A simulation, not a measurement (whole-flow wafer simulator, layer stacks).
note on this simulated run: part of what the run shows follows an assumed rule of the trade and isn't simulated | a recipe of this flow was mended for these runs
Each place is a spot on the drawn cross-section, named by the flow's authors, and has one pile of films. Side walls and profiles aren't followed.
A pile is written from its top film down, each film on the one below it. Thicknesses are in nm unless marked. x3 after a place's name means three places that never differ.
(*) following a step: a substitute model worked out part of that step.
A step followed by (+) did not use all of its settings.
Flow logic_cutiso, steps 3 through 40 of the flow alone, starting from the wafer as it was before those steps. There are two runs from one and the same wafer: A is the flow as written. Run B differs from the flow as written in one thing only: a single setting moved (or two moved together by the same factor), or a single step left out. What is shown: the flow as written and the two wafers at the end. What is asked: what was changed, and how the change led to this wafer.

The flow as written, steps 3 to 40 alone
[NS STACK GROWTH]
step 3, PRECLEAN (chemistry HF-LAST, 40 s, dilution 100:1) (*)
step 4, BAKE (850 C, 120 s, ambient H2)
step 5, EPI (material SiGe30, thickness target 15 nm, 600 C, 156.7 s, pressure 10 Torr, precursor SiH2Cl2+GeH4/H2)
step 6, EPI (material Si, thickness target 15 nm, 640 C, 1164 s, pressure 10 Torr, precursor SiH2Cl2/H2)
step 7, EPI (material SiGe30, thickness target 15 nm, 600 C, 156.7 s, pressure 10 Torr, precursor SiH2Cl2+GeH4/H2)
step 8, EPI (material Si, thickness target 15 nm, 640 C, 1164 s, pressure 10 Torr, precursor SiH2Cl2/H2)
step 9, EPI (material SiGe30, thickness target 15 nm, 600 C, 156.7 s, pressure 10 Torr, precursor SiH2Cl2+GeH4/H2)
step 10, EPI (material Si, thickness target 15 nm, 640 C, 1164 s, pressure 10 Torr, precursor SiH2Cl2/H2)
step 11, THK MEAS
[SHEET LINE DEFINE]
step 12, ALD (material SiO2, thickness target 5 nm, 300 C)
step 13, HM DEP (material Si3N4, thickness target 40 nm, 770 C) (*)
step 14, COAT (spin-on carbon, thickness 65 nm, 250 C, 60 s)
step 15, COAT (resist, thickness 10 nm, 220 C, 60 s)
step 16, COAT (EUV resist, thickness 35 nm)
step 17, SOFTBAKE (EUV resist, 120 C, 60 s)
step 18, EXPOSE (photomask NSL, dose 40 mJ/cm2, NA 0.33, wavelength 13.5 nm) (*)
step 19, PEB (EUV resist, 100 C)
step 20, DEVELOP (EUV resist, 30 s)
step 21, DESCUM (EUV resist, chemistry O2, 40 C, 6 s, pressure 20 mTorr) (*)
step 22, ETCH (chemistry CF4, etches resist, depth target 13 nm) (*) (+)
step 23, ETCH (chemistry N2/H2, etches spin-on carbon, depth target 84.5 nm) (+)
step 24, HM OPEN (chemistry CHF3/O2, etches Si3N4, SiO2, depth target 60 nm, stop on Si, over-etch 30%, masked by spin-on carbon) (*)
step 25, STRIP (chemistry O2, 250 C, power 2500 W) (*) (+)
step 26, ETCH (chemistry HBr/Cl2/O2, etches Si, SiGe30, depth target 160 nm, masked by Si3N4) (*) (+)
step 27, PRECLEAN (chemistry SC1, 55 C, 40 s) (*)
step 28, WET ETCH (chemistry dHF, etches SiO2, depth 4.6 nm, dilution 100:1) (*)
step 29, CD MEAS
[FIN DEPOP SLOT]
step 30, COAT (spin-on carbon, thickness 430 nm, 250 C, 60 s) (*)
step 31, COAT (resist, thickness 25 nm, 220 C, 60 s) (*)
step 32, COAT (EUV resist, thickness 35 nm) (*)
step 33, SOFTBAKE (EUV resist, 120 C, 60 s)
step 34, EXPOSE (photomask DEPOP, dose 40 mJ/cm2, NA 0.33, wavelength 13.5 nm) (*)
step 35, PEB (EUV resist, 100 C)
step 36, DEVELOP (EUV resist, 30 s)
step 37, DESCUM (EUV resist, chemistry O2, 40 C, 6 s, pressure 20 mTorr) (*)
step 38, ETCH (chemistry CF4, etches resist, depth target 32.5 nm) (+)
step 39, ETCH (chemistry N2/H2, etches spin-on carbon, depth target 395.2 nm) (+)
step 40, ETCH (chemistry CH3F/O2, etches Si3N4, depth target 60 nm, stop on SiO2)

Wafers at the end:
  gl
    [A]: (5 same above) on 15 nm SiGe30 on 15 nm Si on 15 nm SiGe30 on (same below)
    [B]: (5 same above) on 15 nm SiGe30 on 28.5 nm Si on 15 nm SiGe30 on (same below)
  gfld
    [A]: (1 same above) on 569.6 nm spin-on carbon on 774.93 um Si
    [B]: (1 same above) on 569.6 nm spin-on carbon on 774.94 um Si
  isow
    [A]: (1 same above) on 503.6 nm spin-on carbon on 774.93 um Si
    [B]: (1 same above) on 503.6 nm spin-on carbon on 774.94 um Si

What caused this: step 8, EPI: thickness target 28.5 nm was run, though the flow has thickness target 15 nm; step 8, EPI: 2212 s was run, where the flow has 1164 s.
The wafer lets one read it off: gl has Si 28.5, and step 8 as written asks for 15 nm.

How this came from the change, step by step:
  step 8, EPI (material Si, thickness target 15 nm, 640 C, 1164 s, pressure 10 Torr, precursor SiH2Cl2/H2)
      depop, dpovl, gfld and 19 more: A Si gains 15 (new film) | B Si gains 28.5 (new film)
  step 26, ETCH (chemistry HBr/Cl2/O2, etches Si, SiGe30, depth target 160 nm, masked by Si3N4) (*) (+)
      dpovl, gfld, gxf, iso, isow, lnri, nsgap: A chemical SiO2 loses 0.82 (all of it), Si loses 12 (all of it), SiGe30 loses 15 (all of it), Si loses 15 (all of it), SiGe30 loses 15 (all of it), Si loses 15 (all of it), SiGe30 loses 15 (all of it), Si loses 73 | B chemical SiO2 loses 0.82 (all of it), Si loses 12 (all of it), SiGe30 loses 15 (all of it), Si loses 28.5 (all of it), SiGe30 loses 15 (all of it), Si loses 15 (all of it), SiGe30 loses 15 (all of it), Si loses 59.5
